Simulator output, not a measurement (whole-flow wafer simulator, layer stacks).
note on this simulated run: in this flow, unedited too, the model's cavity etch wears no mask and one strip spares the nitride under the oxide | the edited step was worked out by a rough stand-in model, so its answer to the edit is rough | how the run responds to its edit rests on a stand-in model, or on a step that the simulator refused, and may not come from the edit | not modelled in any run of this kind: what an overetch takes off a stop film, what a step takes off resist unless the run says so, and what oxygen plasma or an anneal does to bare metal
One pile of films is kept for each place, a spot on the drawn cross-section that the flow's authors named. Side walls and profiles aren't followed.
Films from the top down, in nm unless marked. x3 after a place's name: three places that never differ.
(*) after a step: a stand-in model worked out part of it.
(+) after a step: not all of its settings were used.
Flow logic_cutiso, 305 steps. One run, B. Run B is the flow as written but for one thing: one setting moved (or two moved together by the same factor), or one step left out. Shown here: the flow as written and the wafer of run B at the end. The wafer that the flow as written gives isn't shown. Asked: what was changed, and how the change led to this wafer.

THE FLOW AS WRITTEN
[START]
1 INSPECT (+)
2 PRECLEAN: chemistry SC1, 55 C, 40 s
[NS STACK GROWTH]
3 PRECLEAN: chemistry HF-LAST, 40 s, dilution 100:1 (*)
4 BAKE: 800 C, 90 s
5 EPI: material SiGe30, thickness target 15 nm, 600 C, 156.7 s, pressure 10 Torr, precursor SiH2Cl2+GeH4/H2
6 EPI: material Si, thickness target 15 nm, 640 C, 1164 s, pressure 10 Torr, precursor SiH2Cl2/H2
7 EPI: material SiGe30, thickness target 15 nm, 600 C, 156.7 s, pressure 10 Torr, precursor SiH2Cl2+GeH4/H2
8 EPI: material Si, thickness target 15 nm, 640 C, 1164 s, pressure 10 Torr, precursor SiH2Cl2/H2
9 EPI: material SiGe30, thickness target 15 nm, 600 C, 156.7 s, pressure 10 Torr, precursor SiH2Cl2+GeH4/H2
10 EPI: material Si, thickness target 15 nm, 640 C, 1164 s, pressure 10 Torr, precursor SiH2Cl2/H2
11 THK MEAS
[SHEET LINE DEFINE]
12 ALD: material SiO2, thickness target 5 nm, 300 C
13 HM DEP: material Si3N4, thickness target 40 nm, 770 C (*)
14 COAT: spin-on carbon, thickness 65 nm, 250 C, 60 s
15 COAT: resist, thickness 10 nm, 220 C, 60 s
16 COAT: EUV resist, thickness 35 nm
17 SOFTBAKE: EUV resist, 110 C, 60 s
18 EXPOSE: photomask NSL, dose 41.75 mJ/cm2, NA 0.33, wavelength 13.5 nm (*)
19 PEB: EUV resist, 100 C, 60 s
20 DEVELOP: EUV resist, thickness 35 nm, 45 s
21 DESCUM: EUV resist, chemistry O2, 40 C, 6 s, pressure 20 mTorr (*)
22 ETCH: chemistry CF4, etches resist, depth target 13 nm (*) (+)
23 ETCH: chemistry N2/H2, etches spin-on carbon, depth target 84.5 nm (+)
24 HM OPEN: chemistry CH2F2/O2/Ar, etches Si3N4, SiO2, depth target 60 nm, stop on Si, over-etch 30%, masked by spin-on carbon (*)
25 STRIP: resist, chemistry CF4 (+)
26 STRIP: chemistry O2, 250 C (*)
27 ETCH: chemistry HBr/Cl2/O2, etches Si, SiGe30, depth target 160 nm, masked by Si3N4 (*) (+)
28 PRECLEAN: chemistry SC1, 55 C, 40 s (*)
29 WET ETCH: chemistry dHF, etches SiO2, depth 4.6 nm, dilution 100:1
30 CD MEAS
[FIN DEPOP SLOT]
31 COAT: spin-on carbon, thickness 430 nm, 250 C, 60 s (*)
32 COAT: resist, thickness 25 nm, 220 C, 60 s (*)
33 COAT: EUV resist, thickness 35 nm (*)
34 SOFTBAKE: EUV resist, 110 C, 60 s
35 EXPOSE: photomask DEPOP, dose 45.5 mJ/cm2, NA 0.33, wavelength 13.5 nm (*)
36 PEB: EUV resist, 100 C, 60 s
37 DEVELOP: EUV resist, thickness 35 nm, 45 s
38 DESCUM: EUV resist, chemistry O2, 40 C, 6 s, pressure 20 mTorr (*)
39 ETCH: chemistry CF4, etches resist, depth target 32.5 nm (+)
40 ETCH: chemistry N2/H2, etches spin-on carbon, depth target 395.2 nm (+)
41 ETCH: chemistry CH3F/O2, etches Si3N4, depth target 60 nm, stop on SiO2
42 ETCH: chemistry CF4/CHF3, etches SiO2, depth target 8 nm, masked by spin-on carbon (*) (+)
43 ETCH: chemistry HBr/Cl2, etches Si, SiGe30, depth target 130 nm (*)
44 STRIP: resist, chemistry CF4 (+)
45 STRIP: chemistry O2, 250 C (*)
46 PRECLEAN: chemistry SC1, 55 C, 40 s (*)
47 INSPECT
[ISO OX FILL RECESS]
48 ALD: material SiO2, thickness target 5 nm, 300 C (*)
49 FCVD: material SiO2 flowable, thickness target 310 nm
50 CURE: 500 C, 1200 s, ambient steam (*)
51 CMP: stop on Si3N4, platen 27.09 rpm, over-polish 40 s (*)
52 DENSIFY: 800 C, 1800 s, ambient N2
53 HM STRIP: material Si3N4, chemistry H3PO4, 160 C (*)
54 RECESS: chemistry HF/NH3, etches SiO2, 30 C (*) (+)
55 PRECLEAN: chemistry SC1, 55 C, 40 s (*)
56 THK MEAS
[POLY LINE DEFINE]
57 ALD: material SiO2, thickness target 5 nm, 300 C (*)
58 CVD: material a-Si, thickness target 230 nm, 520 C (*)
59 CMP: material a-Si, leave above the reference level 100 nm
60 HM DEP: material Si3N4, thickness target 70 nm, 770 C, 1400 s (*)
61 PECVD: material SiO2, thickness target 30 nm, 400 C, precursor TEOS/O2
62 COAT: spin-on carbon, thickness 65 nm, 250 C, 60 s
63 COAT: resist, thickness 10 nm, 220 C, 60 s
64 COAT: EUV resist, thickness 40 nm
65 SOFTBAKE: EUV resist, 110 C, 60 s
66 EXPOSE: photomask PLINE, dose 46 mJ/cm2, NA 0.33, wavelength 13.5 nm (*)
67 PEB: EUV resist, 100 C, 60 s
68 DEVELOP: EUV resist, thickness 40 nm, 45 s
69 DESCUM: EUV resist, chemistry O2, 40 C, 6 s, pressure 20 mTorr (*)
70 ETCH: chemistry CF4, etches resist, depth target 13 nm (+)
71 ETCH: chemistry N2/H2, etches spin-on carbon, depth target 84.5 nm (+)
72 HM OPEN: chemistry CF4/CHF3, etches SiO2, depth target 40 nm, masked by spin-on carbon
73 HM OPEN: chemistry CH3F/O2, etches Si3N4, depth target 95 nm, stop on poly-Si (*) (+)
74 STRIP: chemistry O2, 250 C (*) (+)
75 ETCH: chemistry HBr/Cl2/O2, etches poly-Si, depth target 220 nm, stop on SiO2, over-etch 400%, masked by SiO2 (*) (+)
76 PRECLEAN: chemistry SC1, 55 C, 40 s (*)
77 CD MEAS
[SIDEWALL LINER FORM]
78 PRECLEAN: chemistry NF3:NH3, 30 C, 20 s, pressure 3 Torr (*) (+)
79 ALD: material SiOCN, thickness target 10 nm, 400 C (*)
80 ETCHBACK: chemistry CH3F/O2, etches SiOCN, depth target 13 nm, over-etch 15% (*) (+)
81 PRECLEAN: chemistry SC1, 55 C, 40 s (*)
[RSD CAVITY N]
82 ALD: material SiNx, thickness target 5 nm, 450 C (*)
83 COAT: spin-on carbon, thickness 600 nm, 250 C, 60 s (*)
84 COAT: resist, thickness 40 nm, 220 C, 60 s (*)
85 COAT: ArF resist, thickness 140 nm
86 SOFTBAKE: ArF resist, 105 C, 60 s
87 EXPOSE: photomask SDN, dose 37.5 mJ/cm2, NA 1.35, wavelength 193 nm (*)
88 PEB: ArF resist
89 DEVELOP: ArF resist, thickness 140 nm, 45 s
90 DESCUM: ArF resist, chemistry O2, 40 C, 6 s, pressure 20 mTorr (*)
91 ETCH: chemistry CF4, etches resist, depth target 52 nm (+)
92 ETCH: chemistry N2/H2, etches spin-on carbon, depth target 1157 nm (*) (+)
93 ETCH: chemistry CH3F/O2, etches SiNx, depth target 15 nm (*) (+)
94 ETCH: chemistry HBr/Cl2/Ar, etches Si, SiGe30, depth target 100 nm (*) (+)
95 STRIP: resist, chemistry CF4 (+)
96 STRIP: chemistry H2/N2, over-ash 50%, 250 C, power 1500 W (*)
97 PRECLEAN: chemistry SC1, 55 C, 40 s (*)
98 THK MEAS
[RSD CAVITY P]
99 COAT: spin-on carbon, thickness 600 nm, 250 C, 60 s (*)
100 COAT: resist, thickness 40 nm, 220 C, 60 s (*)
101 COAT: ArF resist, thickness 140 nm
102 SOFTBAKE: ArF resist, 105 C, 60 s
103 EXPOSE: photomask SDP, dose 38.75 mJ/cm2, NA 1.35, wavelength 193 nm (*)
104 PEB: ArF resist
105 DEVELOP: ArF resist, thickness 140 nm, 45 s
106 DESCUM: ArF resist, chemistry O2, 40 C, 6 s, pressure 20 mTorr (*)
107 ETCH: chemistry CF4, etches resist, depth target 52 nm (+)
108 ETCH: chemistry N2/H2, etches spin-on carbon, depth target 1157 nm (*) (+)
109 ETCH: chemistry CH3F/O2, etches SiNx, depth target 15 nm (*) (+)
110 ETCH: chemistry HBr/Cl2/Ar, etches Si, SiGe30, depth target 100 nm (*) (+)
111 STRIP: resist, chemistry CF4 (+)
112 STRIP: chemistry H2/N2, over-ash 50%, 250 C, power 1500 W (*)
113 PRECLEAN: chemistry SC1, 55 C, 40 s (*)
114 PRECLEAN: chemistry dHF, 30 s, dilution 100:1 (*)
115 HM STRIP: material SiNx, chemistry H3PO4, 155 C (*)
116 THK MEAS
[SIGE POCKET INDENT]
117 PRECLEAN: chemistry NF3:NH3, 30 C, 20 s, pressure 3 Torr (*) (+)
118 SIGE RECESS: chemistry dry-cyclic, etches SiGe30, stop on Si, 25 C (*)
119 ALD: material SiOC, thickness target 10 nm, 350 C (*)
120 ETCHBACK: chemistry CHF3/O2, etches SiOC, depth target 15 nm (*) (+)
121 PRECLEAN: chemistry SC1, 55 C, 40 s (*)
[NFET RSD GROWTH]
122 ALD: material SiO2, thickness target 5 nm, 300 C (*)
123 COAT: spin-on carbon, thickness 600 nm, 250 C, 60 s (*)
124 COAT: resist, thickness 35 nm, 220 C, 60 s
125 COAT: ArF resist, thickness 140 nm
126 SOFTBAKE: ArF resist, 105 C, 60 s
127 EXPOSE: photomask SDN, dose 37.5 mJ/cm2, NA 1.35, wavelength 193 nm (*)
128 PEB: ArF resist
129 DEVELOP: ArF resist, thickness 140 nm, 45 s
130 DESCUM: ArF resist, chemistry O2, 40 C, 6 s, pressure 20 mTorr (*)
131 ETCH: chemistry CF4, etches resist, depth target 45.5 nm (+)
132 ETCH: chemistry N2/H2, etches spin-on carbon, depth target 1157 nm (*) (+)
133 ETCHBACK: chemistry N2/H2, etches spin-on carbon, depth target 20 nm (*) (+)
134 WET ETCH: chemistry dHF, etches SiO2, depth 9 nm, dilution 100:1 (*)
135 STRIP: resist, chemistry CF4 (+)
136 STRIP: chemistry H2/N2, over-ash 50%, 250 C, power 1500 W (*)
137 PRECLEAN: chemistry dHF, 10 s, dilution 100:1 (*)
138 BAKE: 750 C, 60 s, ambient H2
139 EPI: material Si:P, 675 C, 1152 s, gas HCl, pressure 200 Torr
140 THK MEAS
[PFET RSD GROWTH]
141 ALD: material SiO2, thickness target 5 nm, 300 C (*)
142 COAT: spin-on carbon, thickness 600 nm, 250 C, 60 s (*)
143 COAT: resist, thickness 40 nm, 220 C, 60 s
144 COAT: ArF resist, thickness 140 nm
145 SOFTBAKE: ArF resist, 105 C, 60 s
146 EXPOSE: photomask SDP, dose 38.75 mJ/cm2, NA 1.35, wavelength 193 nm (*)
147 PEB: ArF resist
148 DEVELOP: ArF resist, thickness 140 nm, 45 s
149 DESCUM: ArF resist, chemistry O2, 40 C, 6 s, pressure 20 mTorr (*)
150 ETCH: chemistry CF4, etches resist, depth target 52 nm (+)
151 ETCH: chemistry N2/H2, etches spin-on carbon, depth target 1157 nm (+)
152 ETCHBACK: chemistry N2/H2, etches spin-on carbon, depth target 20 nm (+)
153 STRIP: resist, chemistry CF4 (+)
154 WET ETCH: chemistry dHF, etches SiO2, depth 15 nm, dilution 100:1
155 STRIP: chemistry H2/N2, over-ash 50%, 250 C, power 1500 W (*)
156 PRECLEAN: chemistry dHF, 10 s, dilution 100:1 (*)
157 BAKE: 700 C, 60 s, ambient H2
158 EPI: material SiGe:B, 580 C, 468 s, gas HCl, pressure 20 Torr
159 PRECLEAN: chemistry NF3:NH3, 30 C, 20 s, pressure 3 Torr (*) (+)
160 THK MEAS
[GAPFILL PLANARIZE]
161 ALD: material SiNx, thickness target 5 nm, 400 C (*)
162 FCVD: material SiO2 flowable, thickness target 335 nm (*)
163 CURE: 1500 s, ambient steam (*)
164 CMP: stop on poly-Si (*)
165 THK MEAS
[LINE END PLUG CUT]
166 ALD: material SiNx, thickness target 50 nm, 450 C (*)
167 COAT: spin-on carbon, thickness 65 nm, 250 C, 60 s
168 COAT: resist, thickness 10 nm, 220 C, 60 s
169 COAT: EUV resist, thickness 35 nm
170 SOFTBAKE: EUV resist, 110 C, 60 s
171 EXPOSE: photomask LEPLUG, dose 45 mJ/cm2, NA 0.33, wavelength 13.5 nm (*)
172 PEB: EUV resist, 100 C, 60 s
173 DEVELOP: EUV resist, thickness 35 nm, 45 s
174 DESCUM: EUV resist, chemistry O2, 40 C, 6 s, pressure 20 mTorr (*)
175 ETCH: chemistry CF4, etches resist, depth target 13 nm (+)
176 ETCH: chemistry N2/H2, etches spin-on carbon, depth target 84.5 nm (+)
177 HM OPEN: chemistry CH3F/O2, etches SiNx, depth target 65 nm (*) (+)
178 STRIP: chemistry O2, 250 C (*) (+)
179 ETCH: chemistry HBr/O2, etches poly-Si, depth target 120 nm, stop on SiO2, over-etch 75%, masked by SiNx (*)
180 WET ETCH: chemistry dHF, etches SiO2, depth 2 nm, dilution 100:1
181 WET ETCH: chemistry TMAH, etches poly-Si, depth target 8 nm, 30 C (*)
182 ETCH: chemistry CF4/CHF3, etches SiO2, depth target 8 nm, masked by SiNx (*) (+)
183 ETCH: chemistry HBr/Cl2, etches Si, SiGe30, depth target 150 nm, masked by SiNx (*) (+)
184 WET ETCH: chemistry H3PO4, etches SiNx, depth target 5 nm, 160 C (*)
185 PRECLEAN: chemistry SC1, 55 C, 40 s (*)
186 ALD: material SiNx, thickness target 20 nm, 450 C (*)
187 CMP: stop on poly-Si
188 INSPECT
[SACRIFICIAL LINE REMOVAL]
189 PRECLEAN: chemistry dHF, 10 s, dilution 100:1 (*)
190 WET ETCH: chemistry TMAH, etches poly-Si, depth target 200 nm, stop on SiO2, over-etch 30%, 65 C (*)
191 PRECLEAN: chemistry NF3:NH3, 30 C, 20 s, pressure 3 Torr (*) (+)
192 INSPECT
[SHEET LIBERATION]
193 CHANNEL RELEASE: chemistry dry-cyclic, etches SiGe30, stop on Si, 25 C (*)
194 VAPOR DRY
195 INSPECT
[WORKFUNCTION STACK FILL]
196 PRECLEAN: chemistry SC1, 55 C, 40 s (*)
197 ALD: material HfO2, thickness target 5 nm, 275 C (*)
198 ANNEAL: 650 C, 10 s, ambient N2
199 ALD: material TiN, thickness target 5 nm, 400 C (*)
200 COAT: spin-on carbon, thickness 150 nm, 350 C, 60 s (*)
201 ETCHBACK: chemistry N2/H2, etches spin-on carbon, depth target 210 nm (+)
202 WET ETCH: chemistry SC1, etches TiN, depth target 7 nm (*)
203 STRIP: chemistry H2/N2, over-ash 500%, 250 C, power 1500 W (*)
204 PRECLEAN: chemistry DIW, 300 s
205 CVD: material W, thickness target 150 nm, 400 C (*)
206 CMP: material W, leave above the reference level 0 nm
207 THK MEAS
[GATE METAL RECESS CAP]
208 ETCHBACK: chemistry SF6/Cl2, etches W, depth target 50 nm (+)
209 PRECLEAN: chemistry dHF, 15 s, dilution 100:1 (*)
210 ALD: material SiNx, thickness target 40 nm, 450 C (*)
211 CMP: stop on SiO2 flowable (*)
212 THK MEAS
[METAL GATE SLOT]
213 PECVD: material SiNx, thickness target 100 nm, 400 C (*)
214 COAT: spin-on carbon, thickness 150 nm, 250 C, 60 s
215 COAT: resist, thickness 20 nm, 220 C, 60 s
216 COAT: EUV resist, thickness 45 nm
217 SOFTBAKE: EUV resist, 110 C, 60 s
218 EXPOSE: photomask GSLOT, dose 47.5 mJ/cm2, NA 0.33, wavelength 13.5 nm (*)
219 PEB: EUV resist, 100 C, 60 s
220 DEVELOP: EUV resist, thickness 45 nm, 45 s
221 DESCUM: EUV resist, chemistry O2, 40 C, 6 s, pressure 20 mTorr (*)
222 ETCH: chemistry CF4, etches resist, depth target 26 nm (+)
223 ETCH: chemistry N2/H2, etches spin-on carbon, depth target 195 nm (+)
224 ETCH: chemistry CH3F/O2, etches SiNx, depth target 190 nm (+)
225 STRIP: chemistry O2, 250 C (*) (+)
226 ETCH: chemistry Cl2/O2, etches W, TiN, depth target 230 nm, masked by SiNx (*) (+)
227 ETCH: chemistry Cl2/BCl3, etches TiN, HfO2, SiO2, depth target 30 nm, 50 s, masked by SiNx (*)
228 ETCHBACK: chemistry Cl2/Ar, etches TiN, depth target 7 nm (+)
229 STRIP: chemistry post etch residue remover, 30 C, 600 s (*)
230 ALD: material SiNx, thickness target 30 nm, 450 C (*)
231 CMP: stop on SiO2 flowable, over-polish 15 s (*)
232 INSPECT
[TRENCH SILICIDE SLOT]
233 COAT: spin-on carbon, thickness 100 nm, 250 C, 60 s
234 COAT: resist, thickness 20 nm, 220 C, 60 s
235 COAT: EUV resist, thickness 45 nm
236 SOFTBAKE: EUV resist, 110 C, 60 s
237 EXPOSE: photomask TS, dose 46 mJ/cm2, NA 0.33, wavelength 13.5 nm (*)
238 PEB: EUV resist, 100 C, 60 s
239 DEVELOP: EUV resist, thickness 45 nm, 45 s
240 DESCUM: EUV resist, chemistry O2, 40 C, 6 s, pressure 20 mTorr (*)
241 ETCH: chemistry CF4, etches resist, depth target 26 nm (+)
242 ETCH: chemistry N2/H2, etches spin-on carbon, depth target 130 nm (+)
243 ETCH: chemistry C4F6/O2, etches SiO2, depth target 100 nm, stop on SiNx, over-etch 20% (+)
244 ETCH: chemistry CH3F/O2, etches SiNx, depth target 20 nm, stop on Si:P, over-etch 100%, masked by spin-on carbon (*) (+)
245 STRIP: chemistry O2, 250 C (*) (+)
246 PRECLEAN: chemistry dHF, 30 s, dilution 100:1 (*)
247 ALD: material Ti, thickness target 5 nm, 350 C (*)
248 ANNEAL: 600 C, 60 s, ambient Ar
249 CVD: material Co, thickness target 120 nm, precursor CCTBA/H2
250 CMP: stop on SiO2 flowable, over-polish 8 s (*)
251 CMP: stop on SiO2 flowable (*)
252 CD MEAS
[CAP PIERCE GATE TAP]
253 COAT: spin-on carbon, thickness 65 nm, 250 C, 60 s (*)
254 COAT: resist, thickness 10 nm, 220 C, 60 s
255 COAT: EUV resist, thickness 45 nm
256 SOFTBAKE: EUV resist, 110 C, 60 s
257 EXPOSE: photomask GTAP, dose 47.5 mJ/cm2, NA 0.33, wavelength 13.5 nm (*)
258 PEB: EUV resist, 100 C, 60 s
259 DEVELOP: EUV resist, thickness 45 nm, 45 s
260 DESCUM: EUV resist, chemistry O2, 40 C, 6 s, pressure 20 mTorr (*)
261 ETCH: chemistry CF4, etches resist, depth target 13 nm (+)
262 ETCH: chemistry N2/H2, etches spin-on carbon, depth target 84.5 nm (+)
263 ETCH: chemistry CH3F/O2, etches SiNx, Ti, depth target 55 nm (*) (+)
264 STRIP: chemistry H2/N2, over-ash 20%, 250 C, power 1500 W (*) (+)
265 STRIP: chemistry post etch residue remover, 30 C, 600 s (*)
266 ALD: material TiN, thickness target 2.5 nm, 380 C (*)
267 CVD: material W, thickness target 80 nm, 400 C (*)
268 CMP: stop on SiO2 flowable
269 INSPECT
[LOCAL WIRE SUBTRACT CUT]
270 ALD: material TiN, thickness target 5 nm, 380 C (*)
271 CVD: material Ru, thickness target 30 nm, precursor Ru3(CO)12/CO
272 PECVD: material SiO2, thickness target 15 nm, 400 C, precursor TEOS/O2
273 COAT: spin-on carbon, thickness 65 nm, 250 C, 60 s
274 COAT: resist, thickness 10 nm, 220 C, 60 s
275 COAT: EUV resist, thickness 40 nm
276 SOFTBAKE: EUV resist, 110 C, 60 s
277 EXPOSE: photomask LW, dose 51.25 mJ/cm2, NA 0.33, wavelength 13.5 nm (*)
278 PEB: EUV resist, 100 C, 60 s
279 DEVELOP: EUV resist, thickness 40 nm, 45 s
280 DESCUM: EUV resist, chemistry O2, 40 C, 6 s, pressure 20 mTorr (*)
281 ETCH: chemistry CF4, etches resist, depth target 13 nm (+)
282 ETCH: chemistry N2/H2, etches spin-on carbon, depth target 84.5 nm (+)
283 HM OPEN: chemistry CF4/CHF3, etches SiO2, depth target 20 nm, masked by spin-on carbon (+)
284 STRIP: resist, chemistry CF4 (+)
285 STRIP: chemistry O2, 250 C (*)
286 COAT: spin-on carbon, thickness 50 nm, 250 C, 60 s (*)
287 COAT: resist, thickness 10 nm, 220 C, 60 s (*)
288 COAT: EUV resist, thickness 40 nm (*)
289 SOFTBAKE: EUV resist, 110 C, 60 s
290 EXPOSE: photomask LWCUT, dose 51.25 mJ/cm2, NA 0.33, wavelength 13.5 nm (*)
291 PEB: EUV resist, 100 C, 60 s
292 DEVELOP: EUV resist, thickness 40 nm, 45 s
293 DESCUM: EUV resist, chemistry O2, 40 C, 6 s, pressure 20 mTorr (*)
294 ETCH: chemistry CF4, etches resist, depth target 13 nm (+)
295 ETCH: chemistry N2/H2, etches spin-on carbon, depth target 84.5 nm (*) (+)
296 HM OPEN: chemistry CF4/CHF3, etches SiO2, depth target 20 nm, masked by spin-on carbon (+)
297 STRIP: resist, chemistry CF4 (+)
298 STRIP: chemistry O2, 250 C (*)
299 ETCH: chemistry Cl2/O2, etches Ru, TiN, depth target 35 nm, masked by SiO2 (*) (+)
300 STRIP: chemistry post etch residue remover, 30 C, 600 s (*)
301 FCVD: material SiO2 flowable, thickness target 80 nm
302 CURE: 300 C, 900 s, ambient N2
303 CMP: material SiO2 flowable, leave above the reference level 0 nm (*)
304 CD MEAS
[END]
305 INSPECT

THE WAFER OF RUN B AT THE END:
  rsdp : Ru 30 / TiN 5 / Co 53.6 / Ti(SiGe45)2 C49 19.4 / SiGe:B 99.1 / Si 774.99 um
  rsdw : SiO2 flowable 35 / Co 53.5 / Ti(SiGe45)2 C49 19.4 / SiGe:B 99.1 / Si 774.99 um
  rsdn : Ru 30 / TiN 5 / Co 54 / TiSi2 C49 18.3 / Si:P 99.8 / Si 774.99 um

The cause: step 247, ALD: thickness target 7.2 nm was run, where the flow has thickness target 5 nm.

How the change led to this, step by step:
  247 ALD: material Ti, thickness target 5 nm, 350 C (*)
      depop, dpovl, gfld and 19 more: Ti +7.2 (new film) (as written it would be: Ti +5 (new film))
  248 ANNEAL: 600 C, 60 s, ambient Ar
      rsdp, rsdw: Ti(SiGe45)2 C49 +19.4 (new film), Ti -7.2 (all of it), SiGe:B -17.2 (as written it would be: Ti(SiGe45) first +8.95 (new film), Ti -5 (all of it), SiGe:B -5.98)
      rsdn: TiSi2 C49 +18.3 (new film), Ti -7.2 (all of it), Si:P -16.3 (as written it would be: TiSi2 C49 +12.7 (new film), Ti -5 (all of it), Si:P -11.3)
  250 CMP: stop on SiO2 flowable, over-polish 8 s (*)
      iso: Co -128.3 (all of it), Ti -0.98 (as written it would be: Co -127.1)
      rsdx: Co -127.9 (all of it), Ti -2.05 (as written it would be: Co -127.9 (all of it))
      (and at 17 more places)
  251 CMP: stop on SiO2 flowable (*)
      iso: Ti -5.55 (as written it would be: Co -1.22 (all of it), Ti -4.34)
